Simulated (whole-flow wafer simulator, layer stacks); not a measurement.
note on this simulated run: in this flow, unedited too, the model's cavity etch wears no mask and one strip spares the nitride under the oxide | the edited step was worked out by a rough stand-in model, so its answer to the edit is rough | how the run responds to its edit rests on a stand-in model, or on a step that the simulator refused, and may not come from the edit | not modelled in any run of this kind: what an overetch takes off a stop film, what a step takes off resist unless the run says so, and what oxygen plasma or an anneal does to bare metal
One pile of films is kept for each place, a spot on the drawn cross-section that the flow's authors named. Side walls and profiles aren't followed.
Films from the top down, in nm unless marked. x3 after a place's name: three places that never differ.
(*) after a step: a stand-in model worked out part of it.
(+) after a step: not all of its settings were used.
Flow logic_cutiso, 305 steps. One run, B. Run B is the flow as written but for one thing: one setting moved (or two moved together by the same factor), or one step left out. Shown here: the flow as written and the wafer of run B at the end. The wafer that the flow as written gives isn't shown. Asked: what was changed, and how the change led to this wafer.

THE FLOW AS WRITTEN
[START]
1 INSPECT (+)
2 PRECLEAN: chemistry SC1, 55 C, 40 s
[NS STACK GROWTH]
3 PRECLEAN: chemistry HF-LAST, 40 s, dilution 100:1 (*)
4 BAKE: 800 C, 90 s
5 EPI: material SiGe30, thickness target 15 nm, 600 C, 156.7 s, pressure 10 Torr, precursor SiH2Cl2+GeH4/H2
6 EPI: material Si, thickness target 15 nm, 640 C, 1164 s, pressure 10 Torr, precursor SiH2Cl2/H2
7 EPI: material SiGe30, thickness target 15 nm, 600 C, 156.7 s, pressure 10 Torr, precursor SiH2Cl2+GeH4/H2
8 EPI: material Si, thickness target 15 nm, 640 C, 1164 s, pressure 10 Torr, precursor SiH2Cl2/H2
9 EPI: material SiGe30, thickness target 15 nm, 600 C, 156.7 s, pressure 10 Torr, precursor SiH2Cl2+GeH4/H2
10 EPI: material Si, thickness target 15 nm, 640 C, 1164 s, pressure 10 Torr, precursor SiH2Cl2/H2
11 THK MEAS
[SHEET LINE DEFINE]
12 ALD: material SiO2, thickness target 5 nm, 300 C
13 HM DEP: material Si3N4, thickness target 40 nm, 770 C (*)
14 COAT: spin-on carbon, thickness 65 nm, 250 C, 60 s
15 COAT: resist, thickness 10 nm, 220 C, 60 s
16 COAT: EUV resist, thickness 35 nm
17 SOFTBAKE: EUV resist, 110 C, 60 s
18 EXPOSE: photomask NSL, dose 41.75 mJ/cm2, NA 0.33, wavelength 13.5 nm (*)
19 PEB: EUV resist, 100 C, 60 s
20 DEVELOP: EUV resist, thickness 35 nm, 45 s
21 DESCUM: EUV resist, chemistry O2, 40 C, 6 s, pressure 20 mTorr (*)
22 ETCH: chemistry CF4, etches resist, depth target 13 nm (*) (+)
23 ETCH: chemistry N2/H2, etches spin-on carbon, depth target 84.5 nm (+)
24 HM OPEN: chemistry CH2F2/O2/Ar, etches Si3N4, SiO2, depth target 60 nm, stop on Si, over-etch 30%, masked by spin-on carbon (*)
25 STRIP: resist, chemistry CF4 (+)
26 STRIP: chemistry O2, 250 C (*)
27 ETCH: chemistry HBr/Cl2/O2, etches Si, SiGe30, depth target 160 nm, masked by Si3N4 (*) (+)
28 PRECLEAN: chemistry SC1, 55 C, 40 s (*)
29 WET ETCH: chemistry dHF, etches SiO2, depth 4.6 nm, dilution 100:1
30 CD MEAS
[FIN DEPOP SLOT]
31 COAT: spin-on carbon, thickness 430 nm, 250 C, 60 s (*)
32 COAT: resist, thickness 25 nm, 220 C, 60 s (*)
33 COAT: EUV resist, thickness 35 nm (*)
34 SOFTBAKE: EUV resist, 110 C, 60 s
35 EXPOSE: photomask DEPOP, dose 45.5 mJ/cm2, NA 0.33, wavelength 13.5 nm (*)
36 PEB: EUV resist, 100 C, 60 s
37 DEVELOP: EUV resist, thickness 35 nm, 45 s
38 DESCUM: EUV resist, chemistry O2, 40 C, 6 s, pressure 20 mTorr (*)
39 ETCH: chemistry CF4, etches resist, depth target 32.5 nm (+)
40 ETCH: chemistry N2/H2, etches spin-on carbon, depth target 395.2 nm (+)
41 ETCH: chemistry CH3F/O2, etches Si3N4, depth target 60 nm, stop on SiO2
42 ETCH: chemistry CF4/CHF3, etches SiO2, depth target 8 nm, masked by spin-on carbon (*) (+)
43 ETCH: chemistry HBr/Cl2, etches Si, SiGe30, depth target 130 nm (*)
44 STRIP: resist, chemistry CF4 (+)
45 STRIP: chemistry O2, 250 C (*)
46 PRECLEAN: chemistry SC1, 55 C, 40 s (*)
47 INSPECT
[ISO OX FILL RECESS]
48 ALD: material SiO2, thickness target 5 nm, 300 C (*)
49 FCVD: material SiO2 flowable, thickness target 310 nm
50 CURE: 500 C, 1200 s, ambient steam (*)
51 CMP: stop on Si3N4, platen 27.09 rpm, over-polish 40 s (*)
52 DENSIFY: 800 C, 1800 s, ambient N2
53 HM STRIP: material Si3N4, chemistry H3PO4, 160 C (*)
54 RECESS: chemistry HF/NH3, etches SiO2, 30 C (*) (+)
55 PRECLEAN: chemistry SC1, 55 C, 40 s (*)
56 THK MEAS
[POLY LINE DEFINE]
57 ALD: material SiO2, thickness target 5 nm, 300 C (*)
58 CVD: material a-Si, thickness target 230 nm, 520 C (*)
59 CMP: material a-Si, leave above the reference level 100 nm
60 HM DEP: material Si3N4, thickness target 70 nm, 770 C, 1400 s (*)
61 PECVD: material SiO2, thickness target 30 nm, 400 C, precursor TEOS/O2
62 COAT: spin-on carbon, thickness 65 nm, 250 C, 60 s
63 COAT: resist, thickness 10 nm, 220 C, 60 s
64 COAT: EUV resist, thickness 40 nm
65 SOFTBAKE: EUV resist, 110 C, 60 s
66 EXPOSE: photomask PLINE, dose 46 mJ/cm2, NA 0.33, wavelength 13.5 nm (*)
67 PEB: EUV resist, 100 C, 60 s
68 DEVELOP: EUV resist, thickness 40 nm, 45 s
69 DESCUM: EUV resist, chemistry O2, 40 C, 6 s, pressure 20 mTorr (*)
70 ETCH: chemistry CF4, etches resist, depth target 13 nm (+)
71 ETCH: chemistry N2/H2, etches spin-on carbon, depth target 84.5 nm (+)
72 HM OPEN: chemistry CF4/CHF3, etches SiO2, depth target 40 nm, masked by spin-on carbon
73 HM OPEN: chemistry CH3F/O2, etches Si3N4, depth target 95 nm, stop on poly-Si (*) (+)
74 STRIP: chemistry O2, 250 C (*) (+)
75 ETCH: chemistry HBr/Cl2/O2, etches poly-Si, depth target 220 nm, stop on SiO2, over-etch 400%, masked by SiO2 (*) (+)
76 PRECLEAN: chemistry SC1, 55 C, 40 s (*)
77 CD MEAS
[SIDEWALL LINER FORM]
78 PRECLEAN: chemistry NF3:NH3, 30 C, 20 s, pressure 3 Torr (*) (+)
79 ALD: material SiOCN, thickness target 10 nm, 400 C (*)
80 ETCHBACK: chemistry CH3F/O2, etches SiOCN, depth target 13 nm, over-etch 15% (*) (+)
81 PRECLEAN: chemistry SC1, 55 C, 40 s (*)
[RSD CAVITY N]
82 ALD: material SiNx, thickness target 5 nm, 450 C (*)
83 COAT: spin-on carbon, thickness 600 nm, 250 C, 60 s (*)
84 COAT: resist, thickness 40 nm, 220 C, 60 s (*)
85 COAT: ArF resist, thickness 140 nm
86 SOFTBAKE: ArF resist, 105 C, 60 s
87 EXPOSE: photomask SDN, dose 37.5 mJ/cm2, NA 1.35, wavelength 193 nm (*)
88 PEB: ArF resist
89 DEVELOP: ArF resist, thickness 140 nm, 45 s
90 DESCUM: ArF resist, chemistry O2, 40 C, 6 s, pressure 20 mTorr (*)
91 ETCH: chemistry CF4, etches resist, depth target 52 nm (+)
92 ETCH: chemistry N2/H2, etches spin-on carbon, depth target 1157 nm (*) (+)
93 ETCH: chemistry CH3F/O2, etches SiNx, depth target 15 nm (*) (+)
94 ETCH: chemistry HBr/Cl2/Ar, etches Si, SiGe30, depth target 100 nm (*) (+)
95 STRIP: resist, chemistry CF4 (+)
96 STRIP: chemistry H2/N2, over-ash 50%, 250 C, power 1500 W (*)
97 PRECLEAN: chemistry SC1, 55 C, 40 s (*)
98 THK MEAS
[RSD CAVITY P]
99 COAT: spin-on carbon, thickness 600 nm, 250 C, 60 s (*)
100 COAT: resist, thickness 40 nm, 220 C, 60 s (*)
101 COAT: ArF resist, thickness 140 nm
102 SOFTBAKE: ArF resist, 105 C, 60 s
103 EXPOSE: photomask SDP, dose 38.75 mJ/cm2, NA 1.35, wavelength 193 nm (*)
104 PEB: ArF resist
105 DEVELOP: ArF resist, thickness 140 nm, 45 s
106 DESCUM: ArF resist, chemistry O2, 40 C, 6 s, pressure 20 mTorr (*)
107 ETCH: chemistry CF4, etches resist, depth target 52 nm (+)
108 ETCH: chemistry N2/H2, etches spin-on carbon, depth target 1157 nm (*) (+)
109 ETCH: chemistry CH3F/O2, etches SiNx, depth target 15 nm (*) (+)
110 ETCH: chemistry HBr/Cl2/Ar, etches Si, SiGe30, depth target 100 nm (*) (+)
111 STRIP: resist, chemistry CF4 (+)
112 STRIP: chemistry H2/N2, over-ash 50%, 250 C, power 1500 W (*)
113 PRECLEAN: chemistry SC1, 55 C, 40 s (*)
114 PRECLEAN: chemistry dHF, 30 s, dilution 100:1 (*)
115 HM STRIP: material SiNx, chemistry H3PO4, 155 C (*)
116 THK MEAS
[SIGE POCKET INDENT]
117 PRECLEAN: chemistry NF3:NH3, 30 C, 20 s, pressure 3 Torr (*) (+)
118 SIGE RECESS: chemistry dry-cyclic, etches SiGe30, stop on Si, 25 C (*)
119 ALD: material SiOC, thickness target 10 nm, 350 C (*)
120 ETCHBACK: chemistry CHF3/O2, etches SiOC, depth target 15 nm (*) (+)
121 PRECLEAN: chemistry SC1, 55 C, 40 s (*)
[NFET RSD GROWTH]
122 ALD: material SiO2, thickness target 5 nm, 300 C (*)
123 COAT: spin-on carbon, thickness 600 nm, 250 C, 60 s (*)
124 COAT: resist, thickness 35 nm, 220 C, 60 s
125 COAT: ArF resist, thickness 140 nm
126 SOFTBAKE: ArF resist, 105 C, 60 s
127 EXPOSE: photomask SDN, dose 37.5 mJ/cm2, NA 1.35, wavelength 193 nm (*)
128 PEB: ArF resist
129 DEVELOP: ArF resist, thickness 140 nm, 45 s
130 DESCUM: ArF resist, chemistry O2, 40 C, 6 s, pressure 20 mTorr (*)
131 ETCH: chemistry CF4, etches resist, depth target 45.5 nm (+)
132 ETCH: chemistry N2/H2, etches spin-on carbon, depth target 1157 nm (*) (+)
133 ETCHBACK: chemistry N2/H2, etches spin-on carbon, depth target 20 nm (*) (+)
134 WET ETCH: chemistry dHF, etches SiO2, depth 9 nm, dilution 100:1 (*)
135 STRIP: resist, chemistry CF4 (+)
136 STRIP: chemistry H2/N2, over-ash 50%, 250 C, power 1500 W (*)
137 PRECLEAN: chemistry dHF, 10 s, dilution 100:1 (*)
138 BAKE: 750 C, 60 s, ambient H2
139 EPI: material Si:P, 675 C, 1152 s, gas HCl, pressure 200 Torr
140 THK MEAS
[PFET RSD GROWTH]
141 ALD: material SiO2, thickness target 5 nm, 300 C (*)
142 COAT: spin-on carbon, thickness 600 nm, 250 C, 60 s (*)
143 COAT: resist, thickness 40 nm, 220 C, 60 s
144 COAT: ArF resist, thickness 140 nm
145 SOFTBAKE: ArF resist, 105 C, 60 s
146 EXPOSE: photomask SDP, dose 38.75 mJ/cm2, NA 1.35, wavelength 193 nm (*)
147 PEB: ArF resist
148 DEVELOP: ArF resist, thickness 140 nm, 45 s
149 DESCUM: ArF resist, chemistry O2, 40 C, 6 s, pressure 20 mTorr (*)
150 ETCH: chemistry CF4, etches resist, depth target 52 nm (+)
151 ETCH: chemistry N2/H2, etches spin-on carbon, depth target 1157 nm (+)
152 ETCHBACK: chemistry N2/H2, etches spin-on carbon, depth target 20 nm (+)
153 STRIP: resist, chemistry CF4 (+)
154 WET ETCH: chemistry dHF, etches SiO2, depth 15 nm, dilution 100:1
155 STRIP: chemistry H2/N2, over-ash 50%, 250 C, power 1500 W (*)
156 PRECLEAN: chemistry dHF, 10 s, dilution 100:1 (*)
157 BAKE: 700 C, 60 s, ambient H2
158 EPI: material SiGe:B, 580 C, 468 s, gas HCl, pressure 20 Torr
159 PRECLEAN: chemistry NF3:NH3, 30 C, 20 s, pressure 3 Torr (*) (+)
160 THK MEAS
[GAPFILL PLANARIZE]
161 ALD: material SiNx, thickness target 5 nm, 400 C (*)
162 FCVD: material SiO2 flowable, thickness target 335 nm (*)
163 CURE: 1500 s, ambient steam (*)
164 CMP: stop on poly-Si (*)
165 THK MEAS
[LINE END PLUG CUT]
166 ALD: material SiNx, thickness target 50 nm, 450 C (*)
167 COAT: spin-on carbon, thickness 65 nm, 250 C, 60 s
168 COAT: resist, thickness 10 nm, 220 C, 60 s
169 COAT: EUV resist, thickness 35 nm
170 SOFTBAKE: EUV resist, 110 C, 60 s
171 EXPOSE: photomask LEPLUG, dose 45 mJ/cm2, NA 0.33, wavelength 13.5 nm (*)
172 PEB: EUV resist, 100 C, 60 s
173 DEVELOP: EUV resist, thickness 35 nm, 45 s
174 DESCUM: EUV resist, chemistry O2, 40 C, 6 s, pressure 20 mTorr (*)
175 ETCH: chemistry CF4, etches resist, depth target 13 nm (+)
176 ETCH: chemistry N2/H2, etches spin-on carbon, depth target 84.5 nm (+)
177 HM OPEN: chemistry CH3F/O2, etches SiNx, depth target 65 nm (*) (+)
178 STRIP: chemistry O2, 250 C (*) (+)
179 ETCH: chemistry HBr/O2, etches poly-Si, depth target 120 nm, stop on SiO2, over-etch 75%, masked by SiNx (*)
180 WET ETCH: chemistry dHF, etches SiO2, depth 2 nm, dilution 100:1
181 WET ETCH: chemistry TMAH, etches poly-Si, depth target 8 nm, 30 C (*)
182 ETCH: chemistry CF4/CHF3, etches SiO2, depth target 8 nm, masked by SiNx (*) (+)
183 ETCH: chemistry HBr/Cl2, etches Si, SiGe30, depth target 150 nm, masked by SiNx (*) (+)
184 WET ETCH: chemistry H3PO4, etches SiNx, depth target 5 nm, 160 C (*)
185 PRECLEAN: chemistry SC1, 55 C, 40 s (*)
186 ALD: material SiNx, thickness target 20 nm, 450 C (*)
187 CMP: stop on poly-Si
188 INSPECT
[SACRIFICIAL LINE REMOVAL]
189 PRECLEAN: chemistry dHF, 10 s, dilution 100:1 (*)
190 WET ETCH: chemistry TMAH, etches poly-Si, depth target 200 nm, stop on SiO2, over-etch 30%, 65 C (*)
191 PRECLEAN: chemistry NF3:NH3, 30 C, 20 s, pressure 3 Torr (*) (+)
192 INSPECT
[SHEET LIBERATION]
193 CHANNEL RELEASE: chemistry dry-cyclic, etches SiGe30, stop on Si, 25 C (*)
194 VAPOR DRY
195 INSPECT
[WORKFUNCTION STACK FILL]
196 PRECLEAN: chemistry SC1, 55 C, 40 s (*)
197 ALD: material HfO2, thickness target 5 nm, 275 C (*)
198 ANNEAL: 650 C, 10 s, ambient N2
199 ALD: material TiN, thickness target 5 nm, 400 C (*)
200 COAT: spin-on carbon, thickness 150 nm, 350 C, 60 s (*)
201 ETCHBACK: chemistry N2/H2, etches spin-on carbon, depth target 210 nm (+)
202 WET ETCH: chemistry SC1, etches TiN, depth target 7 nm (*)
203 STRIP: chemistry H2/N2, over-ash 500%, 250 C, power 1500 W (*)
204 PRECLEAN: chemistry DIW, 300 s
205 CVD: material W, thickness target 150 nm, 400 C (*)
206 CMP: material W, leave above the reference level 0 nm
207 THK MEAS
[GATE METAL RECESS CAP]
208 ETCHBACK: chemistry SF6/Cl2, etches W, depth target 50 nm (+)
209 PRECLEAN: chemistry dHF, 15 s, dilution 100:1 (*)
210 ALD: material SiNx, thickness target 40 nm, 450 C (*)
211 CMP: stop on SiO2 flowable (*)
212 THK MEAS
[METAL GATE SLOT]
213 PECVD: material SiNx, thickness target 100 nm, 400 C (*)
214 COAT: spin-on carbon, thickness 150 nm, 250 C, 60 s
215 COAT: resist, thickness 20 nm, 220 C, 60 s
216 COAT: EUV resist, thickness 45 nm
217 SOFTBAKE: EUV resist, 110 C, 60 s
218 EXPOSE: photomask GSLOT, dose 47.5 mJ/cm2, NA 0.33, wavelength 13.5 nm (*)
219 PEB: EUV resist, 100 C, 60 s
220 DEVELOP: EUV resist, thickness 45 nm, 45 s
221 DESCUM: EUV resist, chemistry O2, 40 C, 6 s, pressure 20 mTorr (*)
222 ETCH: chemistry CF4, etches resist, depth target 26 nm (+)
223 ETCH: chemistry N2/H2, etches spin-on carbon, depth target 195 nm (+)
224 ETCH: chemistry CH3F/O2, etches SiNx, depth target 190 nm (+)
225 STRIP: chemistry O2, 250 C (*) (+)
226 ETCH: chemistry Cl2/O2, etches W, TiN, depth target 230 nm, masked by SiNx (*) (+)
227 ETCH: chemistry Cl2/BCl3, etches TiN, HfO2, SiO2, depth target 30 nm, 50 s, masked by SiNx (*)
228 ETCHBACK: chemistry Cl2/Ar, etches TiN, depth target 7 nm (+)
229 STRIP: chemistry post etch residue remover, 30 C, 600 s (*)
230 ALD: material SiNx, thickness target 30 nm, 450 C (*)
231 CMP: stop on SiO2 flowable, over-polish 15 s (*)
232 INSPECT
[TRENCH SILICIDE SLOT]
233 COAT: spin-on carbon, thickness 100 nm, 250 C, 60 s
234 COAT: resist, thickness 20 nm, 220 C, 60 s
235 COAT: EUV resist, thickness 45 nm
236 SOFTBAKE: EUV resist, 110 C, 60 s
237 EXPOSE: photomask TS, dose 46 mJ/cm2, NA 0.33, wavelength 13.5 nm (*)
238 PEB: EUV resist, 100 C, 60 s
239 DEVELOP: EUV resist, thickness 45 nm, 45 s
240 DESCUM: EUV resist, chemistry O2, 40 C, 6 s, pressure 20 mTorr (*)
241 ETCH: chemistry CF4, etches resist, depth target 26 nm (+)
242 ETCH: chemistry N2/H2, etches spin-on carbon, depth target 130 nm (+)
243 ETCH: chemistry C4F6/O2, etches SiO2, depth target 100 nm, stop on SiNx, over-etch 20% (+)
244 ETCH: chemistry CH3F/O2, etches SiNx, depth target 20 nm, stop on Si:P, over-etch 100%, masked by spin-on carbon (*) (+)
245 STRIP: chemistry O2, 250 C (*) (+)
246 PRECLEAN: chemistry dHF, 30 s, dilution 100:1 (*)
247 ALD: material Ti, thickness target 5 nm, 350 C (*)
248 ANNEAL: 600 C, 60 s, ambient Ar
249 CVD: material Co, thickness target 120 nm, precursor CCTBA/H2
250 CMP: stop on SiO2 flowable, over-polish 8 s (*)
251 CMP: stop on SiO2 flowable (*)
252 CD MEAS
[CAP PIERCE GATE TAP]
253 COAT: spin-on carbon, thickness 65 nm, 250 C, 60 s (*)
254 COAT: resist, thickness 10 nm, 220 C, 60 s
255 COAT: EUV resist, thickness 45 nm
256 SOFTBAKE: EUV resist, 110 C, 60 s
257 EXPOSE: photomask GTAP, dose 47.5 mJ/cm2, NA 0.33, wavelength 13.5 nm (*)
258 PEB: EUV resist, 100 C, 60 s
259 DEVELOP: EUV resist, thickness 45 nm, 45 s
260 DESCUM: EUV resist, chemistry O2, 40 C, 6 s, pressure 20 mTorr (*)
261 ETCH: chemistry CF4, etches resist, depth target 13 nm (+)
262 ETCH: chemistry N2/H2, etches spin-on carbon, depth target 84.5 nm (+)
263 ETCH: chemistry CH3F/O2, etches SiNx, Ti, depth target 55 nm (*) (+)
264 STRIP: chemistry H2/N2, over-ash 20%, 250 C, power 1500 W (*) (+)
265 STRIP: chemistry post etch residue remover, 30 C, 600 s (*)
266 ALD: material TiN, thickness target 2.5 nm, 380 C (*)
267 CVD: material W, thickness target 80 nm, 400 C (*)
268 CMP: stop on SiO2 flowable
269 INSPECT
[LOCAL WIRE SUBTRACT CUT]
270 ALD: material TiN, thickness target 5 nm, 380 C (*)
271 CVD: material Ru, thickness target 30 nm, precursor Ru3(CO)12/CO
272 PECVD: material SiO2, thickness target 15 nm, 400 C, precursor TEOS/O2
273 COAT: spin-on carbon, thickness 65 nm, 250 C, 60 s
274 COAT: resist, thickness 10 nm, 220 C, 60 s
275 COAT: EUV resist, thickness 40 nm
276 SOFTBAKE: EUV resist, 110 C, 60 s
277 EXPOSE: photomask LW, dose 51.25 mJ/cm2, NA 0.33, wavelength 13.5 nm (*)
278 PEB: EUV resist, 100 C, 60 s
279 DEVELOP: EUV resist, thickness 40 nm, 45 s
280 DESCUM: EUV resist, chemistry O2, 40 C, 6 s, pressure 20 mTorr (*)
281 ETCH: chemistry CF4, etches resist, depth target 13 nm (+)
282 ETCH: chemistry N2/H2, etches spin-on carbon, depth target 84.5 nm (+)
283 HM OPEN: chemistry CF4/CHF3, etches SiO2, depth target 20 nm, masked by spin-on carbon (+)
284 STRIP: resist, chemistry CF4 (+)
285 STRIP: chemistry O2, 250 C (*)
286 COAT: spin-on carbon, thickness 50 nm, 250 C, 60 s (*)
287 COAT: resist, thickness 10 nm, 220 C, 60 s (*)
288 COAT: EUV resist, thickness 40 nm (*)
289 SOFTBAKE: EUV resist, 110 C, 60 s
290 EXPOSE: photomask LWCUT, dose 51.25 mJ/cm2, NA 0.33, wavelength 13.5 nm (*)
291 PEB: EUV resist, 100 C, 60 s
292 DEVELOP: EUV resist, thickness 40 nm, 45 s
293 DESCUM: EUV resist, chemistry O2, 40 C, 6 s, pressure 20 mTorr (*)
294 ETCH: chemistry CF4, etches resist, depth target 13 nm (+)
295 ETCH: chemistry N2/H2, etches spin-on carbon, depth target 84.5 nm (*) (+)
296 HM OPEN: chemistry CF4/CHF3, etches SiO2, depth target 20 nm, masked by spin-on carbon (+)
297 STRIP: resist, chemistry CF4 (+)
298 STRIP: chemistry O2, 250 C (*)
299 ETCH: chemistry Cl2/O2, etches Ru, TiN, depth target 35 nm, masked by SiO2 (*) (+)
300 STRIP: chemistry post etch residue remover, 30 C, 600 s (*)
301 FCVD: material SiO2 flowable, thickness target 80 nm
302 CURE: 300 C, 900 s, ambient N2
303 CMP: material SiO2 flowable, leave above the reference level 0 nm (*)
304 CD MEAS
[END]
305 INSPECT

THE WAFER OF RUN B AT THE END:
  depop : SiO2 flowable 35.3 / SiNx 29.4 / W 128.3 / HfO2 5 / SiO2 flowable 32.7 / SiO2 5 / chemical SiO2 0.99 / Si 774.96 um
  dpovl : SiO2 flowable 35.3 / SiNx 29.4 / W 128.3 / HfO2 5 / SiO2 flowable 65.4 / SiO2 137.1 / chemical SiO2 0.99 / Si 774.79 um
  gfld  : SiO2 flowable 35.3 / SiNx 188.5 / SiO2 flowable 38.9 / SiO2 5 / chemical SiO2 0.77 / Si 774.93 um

The cause: step 31, COAT: thickness 215 nm was run, where the flow has thickness 430 nm.

How the change led to this, step by step:
  31 COAT: spin-on carbon, thickness 430 nm, 250 C, 60 s (*)
      gxn, gxp: spin-on carbon +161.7 (new film) (as written it would be: spin-on carbon +378.5 (new film))
      rsdn, rsdw: spin-on carbon +166.5 (new film) (as written it would be: spin-on carbon +379.8 (new film))
      (and at 18 more places)
  32 COAT: resist, thickness 25 nm, 220 C, 60 s (*)
      gfld: resist +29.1 (new film) (as written it would be: resist +26.3 (new film))
      gl: resist +23.3 (new film) (as written it would be: resist +25.1 (new film))
      (and at 13 more places)
  40 ETCH: chemistry N2/H2, etches spin-on carbon, depth target 395.2 nm (+)
      dpovl: spin-on carbon -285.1 (all of it) (as written it would be: spin-on carbon -395.2)
      gl, gxn, gxp and 7 more: EUV resist -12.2 (all of it), resist -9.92 (as written it would be: EUV resist -12.2 (all of it), resist -13.9)
      (and at 11 more places)
  41 ETCH: chemistry CH3F/O2, etches Si3N4, depth target 60 nm, stop on SiO2
      dpovl: Si -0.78 (as written it would be: spin-on carbon -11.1)
      depop: Si3N4 -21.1 (all of it), SiO2 -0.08 (as written it would be: Si3N4 -22.2 (all of it), SiO2 -0.08)
  42 ETCH: chemistry CF4/CHF3, etches SiO2, depth target 8 nm, masked by spin-on carbon (*) (+)
      dpovl: Si -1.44 (as written it would be: spin-on carbon -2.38)
      gl: resist -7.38 (as written it would be: resist -6.54 (all of it), spin-on carbon -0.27)
      (and at 17 more places)
  43 ETCH: chemistry HBr/Cl2, etches Si, SiGe30, depth target 130 nm (*)
      gxn, gxp: resist -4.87 (all of it), spin-on carbon -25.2 (as written it would be: spin-on carbon -32)
      lnr, lnrp: resist -4.45 (all of it), spin-on carbon -25.8 (as written it would be: spin-on carbon -32)
      (and at 12 more places)
  45 STRIP: chemistry O2, 250 C (*)
      dpovl: chemical SiO2 +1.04 (new film), Si -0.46 (as written it would be: chemical SiO2 +0.82 (new film), spin-on carbon -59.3 (all of it), Si -0.36)
      gfld, lnri: chemical SiO2 +0.75 (new film), spin-on carbon -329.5 (all of it), Si -0.33 (as written it would be: chemical SiO2 +0.82 (new film), spin-on carbon -538.7 (all of it), Si -0.36)
      (and at 18 more places)
  48 ALD: material SiO2, thickness target 5 nm, 300 C (*)
      dpovl: SiO2 +137.1 (new film) (as written it would be: SiO2 +5 (new film))
  52 DENSIFY: 800 C, 1800 s, ambient N2
      nsgap: SiO2 flowable -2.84 (as written it would be: SiO2 flowable -2.13)
